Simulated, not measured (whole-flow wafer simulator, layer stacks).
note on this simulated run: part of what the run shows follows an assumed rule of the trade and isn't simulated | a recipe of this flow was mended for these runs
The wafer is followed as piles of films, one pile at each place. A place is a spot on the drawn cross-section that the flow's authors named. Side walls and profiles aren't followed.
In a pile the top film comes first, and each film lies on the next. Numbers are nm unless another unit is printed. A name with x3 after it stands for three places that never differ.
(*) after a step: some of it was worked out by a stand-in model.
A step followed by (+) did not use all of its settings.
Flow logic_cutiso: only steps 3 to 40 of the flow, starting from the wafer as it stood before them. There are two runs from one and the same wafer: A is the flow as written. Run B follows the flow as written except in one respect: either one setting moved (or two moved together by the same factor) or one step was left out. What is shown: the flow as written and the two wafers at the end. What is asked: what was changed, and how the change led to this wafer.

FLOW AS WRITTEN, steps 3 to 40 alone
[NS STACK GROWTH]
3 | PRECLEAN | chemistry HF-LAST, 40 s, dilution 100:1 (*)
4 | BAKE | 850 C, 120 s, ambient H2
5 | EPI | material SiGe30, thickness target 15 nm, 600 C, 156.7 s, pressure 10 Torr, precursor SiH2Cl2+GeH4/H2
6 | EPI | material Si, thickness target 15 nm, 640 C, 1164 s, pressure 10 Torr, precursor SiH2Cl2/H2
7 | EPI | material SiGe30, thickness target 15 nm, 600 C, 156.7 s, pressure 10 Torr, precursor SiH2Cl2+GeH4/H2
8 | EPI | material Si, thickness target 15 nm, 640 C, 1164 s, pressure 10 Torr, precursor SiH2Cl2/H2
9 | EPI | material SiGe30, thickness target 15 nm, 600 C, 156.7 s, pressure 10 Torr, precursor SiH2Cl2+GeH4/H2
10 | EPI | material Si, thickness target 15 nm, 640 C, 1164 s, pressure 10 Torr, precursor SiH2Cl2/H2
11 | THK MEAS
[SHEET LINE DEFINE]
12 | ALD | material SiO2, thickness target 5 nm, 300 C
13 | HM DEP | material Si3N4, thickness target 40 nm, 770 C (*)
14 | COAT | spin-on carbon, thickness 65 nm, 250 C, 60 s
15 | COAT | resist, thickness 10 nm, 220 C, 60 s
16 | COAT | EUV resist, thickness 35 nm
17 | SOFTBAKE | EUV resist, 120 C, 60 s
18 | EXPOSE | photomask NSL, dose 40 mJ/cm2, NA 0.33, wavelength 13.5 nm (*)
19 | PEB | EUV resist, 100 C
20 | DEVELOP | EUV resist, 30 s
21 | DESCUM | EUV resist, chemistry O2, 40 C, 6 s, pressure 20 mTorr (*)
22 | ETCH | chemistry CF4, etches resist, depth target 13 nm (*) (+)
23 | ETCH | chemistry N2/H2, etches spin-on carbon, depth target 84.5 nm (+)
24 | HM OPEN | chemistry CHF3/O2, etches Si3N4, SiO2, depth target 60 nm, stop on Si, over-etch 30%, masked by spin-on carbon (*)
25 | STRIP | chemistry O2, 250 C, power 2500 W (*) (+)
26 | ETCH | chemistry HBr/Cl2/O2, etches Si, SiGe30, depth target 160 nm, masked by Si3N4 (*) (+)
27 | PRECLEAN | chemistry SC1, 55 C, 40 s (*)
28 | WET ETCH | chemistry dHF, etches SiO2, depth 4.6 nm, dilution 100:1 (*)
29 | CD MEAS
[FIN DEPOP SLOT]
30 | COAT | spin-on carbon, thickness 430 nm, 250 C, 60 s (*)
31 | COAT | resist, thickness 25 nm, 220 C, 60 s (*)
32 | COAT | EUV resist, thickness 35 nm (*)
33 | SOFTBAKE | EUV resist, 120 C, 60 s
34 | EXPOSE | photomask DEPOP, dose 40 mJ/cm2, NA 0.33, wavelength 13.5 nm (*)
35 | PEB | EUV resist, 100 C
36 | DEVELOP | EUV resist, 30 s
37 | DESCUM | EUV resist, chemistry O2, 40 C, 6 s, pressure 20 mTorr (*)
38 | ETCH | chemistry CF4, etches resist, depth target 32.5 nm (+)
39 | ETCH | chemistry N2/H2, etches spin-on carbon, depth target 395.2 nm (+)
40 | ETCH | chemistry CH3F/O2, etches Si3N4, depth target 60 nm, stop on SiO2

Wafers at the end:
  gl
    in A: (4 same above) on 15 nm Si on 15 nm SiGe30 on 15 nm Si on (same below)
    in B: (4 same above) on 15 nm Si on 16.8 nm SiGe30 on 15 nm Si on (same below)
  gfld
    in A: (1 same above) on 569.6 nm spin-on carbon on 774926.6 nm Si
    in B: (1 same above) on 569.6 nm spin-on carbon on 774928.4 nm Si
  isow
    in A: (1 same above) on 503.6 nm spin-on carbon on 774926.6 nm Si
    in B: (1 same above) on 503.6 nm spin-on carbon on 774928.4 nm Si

Cause: step 9, EPI: thickness target 16.8 nm was run, while the flow as written has thickness target 15 nm; step 9, EPI: 175.5 s was run, where the flow has 156.7 s.
One can read it off the wafer: gl has SiGe30 16.8, and step 9 as written asks for 15 nm.

The path from the change to this, step by step:
  9 | EPI | material SiGe30, thickness target 15 nm, 600 C, 156.7 s, pressure 10 Torr, precursor SiH2Cl2+GeH4/H2
      depop, dpovl, gfld and 19 more: A +15 SiGe30 (new film) | B +16.8 SiGe30 (new film)
  26 | ETCH | chemistry HBr/Cl2/O2, etches Si, SiGe30, depth target 160 nm, masked by Si3N4 (*) (+)
      dpovl, gfld, gxf, iso, isow, lnri, nsgap: A -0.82 chemical SiO2 (all of it), -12 Si (all of it), -15 SiGe30 (all of it), -15 Si (all of it), -15 SiGe30 (all of it), -15 Si (all of it), -15 SiGe30 (all of it), -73 Si | B -0.82 chemical SiO2 (all of it), -12 Si (all of it), -16.8 SiGe30 (all of it), -15 Si (all of it), -15 SiGe30 (all of it), -15 Si (all of it), -15 SiGe30 (all of it), -71.2 Si
